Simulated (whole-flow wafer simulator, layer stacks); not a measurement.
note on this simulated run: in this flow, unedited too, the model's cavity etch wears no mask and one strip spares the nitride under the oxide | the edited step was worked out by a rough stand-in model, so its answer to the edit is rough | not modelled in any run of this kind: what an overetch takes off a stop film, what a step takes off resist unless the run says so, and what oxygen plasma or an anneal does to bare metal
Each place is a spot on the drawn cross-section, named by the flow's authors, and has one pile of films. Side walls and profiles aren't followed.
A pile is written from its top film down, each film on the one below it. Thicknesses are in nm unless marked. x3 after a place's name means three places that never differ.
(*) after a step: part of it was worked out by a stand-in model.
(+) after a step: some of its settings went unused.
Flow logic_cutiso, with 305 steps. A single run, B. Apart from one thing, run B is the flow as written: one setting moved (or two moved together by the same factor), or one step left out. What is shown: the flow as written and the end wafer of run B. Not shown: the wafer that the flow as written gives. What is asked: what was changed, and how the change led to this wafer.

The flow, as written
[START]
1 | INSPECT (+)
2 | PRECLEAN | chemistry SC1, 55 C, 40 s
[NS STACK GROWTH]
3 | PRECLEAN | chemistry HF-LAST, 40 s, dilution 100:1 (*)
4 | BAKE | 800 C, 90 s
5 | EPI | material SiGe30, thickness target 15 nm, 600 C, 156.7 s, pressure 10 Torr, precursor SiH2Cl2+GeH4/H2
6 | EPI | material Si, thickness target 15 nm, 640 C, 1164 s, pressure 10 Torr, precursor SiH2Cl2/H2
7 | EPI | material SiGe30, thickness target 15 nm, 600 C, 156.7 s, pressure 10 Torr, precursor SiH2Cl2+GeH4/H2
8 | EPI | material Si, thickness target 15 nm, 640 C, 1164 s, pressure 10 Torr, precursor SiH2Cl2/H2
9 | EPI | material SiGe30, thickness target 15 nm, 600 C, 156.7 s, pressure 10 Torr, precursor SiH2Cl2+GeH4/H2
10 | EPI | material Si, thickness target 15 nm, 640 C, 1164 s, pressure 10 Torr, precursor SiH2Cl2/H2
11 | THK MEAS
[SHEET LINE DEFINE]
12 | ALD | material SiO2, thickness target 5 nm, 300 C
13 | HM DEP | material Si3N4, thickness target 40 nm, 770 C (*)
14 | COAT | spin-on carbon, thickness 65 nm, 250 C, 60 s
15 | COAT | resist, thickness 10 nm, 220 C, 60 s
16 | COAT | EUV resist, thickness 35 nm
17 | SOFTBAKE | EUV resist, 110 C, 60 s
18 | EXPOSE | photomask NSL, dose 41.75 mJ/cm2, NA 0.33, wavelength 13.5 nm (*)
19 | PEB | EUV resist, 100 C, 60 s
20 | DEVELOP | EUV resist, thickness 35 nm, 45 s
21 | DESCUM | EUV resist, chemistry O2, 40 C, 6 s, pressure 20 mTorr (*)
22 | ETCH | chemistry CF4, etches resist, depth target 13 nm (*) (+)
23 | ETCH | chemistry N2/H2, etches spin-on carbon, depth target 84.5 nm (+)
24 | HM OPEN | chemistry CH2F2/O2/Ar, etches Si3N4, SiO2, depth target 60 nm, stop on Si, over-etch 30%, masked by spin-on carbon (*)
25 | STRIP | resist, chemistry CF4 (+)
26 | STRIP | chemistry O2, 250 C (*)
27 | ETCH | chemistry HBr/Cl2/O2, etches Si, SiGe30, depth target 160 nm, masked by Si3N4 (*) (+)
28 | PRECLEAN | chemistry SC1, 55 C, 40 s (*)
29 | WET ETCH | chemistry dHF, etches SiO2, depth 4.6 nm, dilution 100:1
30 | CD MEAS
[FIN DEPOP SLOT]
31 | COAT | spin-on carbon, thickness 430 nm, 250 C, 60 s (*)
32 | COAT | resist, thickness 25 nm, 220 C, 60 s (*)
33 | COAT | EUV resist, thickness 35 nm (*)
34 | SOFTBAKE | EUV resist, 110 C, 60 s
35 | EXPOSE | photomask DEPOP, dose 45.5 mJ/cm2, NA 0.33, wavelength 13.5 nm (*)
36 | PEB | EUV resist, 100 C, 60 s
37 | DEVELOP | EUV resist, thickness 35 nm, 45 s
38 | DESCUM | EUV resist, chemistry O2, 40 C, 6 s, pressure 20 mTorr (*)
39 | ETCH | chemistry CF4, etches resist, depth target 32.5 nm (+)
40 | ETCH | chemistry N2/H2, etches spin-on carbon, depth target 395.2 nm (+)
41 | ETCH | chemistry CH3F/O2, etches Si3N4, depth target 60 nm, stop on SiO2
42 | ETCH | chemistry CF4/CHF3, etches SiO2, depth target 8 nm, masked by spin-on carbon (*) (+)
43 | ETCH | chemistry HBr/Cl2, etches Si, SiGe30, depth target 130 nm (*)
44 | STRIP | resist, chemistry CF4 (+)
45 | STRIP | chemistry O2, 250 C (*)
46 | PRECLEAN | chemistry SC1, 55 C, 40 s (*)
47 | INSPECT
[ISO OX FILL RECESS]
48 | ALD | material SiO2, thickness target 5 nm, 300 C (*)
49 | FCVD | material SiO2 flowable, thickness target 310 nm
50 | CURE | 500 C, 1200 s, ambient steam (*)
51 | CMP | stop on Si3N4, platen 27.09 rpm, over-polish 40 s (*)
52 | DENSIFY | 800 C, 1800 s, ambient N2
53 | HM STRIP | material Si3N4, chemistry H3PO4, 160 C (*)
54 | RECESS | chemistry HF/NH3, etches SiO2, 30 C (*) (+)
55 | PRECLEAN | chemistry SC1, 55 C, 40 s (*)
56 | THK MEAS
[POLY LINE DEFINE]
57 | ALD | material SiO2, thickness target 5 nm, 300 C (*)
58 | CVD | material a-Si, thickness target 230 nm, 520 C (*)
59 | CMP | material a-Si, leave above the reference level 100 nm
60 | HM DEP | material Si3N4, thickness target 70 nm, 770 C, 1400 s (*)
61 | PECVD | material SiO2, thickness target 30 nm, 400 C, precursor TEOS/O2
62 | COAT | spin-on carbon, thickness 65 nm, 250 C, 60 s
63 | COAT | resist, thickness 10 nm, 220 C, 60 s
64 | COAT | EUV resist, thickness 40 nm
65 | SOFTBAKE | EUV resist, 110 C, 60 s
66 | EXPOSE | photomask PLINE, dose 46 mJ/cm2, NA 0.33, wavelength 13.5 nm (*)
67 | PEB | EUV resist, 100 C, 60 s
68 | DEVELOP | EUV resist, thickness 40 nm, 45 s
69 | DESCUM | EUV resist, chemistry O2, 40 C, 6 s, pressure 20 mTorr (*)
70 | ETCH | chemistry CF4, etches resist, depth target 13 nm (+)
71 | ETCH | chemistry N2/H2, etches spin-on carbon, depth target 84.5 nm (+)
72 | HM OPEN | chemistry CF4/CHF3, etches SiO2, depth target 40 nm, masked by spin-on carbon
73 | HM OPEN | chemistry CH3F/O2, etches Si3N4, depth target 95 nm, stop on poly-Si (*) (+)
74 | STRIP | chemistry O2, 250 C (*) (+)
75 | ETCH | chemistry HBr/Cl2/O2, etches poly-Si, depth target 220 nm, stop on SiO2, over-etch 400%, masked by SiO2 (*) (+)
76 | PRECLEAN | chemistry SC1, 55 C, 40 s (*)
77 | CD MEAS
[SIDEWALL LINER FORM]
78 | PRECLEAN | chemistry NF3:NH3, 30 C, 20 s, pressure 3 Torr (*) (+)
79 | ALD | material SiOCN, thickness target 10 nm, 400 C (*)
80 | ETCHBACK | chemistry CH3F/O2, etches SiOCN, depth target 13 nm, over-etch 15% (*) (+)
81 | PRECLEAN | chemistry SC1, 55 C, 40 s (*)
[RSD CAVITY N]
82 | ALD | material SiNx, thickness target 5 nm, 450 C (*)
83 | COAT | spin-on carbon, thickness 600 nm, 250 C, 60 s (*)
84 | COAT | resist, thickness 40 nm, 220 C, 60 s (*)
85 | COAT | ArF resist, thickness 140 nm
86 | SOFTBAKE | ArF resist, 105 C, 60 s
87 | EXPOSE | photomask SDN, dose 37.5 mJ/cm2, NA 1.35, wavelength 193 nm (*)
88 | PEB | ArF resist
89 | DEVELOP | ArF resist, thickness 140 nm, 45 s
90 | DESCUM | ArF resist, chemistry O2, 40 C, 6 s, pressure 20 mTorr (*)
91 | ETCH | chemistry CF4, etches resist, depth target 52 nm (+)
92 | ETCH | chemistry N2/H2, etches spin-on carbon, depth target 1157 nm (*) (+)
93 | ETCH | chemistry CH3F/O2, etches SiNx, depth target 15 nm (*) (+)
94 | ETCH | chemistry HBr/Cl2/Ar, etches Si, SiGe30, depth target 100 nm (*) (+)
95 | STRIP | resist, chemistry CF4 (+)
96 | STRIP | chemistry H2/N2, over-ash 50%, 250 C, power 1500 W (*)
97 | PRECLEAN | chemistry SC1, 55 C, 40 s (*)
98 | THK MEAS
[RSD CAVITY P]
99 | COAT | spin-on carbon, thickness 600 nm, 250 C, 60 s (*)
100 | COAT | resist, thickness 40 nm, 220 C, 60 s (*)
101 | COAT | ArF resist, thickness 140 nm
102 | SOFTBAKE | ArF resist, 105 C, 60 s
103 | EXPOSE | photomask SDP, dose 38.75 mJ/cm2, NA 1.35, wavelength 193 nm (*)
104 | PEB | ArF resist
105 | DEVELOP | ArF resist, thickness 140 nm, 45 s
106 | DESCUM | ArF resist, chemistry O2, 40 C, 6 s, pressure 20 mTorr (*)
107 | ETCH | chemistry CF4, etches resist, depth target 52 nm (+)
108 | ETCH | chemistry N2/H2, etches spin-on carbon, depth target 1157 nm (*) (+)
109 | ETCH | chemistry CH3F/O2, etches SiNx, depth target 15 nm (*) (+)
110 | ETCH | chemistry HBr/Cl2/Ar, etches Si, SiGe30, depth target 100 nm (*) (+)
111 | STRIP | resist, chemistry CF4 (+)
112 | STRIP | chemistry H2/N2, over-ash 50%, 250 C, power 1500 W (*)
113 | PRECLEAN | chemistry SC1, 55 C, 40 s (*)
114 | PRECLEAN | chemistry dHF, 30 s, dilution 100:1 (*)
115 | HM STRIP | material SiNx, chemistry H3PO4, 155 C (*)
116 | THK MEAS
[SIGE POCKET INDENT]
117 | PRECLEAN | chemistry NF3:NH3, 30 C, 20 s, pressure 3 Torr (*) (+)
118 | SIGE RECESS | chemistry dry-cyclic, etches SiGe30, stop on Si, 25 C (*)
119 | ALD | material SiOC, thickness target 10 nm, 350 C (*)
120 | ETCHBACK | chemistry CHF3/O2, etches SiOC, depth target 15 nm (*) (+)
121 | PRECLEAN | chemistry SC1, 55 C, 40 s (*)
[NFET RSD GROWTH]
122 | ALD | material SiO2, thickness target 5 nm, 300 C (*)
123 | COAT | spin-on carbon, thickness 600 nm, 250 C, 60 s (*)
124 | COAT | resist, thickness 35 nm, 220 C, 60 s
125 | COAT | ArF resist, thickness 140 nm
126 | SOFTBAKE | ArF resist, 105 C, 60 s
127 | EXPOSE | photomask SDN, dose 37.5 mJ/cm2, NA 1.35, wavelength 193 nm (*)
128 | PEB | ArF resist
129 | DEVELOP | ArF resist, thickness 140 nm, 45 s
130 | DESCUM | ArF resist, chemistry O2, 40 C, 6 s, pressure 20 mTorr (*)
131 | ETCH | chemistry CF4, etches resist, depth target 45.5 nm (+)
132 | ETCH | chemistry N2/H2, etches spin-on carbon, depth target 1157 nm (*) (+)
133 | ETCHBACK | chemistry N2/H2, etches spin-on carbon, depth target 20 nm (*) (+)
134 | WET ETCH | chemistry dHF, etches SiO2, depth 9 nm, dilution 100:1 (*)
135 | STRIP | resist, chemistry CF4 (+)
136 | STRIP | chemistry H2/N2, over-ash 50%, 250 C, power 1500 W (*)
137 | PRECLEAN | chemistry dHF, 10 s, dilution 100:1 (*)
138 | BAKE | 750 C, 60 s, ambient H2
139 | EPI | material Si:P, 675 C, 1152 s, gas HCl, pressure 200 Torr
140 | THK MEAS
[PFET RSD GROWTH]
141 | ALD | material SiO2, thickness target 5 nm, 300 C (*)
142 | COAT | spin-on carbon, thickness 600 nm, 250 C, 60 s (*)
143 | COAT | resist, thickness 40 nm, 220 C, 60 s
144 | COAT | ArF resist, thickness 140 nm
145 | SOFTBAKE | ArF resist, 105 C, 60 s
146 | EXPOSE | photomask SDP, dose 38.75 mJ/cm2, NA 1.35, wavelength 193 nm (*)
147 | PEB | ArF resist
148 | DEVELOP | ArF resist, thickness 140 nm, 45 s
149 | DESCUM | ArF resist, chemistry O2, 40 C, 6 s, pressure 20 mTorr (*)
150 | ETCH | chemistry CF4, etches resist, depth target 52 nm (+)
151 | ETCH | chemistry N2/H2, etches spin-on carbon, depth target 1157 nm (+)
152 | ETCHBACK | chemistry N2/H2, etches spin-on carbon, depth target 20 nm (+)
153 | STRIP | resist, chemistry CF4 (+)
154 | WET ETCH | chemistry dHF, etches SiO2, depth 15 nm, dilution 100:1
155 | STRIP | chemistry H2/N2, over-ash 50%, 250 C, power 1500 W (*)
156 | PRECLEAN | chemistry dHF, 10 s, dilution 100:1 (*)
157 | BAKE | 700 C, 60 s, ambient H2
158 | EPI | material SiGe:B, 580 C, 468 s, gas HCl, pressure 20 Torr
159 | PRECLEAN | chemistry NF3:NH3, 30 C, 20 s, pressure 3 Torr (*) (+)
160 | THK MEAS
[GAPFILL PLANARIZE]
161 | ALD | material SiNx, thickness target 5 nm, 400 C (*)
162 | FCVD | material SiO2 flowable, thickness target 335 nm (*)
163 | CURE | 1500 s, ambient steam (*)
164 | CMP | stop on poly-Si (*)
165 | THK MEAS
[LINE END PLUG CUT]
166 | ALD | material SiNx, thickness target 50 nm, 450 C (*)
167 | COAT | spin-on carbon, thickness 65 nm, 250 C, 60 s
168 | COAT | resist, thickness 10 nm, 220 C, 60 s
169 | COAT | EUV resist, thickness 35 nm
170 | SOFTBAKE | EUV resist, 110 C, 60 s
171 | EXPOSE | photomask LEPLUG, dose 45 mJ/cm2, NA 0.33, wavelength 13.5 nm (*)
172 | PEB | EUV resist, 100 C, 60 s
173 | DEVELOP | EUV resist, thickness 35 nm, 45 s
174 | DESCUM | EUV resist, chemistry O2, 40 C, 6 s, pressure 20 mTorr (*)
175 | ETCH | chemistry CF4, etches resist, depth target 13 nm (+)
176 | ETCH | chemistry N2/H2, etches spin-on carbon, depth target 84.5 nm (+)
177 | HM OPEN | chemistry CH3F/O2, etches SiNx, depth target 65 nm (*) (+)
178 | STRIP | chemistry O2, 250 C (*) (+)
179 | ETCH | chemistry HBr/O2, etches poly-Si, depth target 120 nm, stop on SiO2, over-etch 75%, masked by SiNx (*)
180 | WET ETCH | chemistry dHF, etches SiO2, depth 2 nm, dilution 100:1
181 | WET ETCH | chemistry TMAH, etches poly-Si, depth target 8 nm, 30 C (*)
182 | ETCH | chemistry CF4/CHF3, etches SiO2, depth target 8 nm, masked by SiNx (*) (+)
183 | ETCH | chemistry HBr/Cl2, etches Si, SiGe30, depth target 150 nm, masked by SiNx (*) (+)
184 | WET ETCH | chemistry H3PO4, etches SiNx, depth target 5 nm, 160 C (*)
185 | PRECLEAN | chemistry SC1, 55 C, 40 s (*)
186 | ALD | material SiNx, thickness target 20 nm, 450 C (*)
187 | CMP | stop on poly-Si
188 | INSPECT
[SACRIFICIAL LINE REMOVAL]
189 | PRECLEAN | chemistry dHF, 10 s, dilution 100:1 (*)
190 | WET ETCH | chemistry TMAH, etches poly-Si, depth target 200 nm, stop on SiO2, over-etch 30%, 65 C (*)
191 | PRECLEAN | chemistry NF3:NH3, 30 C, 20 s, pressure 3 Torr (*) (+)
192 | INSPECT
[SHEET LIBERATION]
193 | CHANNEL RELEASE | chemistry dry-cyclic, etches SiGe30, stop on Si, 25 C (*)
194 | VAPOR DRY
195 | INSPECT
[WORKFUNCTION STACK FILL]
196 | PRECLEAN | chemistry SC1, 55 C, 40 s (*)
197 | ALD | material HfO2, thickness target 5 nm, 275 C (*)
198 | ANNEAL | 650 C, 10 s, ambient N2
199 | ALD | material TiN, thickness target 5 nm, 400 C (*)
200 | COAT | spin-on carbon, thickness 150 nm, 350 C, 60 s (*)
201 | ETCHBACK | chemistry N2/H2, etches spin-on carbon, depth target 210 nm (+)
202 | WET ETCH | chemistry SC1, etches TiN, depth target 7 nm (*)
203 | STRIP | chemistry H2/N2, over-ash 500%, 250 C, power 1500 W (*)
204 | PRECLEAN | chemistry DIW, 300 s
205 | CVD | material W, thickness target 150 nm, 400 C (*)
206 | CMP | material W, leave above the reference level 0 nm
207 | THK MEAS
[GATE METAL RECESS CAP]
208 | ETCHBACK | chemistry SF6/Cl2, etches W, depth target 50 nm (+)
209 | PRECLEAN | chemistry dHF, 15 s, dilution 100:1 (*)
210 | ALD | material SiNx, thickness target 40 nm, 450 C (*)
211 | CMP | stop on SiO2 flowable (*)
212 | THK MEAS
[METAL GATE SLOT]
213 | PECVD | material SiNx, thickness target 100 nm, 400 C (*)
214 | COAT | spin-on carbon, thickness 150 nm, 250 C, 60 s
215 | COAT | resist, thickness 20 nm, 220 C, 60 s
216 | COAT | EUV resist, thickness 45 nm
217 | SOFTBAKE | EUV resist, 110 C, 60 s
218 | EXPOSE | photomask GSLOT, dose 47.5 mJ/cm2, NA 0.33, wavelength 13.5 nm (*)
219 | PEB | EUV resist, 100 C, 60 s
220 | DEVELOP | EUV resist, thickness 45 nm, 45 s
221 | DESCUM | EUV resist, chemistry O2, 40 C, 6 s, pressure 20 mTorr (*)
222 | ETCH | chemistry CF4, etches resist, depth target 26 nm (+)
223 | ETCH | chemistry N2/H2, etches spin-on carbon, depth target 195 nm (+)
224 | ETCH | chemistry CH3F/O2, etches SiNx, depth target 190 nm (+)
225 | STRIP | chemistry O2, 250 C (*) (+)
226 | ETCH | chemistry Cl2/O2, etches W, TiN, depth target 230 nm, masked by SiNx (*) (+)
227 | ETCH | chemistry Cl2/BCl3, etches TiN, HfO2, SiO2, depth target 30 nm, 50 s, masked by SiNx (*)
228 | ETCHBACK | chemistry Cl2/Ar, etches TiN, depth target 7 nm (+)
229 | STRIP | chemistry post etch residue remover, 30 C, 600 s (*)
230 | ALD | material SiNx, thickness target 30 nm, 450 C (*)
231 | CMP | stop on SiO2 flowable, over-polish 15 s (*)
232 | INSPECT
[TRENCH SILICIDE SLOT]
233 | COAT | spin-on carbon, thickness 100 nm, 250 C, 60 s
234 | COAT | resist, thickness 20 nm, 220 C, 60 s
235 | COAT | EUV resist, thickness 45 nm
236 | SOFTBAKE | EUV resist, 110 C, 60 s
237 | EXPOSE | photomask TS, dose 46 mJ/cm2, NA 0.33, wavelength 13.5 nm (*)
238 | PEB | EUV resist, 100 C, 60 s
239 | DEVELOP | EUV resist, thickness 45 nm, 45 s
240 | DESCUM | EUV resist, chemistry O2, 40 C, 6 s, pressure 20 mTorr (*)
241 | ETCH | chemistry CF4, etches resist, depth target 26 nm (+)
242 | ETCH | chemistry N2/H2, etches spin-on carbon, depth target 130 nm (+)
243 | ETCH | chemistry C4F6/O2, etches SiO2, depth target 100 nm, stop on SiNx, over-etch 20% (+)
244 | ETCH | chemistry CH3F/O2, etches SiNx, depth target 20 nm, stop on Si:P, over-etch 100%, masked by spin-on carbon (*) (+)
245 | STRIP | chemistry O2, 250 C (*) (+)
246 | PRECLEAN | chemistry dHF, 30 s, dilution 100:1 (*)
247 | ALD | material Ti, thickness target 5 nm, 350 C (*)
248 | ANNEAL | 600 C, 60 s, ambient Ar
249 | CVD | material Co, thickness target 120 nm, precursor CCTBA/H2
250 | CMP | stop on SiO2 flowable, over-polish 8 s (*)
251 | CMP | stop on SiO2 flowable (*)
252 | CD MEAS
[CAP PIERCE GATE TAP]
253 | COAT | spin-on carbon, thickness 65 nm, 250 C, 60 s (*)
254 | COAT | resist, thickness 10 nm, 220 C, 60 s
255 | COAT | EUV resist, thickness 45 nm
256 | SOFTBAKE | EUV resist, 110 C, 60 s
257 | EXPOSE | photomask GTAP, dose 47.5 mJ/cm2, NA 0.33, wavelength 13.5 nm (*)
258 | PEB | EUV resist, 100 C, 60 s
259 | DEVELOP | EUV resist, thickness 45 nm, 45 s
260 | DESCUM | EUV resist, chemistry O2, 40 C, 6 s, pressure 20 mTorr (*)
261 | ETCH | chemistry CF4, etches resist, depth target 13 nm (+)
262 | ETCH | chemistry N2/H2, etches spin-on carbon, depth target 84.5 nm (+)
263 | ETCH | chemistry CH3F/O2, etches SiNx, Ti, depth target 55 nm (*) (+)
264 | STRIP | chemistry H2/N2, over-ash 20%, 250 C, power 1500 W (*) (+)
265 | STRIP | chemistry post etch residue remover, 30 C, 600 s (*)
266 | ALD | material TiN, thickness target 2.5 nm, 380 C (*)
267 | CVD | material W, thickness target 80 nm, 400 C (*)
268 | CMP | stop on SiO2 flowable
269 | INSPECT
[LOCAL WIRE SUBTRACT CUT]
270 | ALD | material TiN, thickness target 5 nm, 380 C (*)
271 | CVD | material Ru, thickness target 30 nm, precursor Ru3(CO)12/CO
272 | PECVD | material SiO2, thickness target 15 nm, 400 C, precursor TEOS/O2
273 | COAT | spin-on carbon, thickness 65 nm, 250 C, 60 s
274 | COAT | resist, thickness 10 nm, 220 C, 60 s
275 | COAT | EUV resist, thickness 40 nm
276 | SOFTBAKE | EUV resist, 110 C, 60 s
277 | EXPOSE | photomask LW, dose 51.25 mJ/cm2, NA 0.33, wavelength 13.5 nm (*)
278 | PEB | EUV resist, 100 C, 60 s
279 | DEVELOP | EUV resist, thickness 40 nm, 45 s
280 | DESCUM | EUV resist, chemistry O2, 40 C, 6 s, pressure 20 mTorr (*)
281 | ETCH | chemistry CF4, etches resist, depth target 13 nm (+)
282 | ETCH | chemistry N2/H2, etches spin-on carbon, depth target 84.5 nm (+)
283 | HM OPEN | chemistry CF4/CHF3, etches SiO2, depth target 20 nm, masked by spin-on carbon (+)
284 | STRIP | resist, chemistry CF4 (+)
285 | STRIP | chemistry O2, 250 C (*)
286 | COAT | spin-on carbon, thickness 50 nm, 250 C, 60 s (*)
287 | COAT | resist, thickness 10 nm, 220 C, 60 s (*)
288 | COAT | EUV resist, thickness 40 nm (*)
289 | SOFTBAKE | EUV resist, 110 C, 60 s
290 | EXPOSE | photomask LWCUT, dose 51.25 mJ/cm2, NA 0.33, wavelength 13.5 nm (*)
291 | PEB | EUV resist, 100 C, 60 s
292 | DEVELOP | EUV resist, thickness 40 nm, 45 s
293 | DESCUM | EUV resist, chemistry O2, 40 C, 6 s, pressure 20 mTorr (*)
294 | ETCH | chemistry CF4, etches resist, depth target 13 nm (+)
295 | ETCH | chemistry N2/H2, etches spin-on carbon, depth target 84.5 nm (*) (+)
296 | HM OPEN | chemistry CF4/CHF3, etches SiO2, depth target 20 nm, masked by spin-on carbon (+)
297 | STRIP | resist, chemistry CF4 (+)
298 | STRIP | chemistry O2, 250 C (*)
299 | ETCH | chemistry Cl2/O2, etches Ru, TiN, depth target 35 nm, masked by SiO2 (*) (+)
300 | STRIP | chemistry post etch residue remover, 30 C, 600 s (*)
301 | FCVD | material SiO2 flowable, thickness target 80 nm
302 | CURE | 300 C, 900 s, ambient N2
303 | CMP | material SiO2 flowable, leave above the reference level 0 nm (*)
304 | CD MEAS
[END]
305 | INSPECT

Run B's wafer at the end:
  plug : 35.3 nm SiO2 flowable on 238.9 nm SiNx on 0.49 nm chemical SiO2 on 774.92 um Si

The reason: step 183, ETCH: depth target 168.8 nm was run, though the flow has depth target 150 nm.

Step by step, how the change led to this:
  183 | ETCH | chemistry HBr/Cl2, etches Si, SiGe30, depth target 150 nm, masked by SiNx (*) (+)
      depop, dpovl, gfld and 18 more: -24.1 SiNx (in the flow as written it would be: -21.4 SiNx)
      plug: -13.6 Si (all of it), -15 SiGe30 (all of it), -15 Si (all of it), -15 SiGe30 (all of it), -15 Si (all of it), -15 SiGe30 (all of it), -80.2 Si (in the flow as written it would be: -13.6 Si (all of it), -15 SiGe30 (all of it), -15 Si (all of it), -15 SiGe30 (all of it), -15 Si (all of it), -15 SiGe30 (all of it), -61.4 Si)
  186 | ALD | material SiNx, thickness target 20 nm, 450 C (*)
      plug: +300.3 SiNx (new film) (in the flow as written it would be: +284.2 SiNx (new film))
  187 | CMP | stop on poly-Si
      depop, dpovl, gfld and 18 more: -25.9 SiNx (all of it) (in the flow as written it would be: -28.6 SiNx (all of it))
      plug: -25.9 SiNx (in the flow as written it would be: -28.6 SiNx)
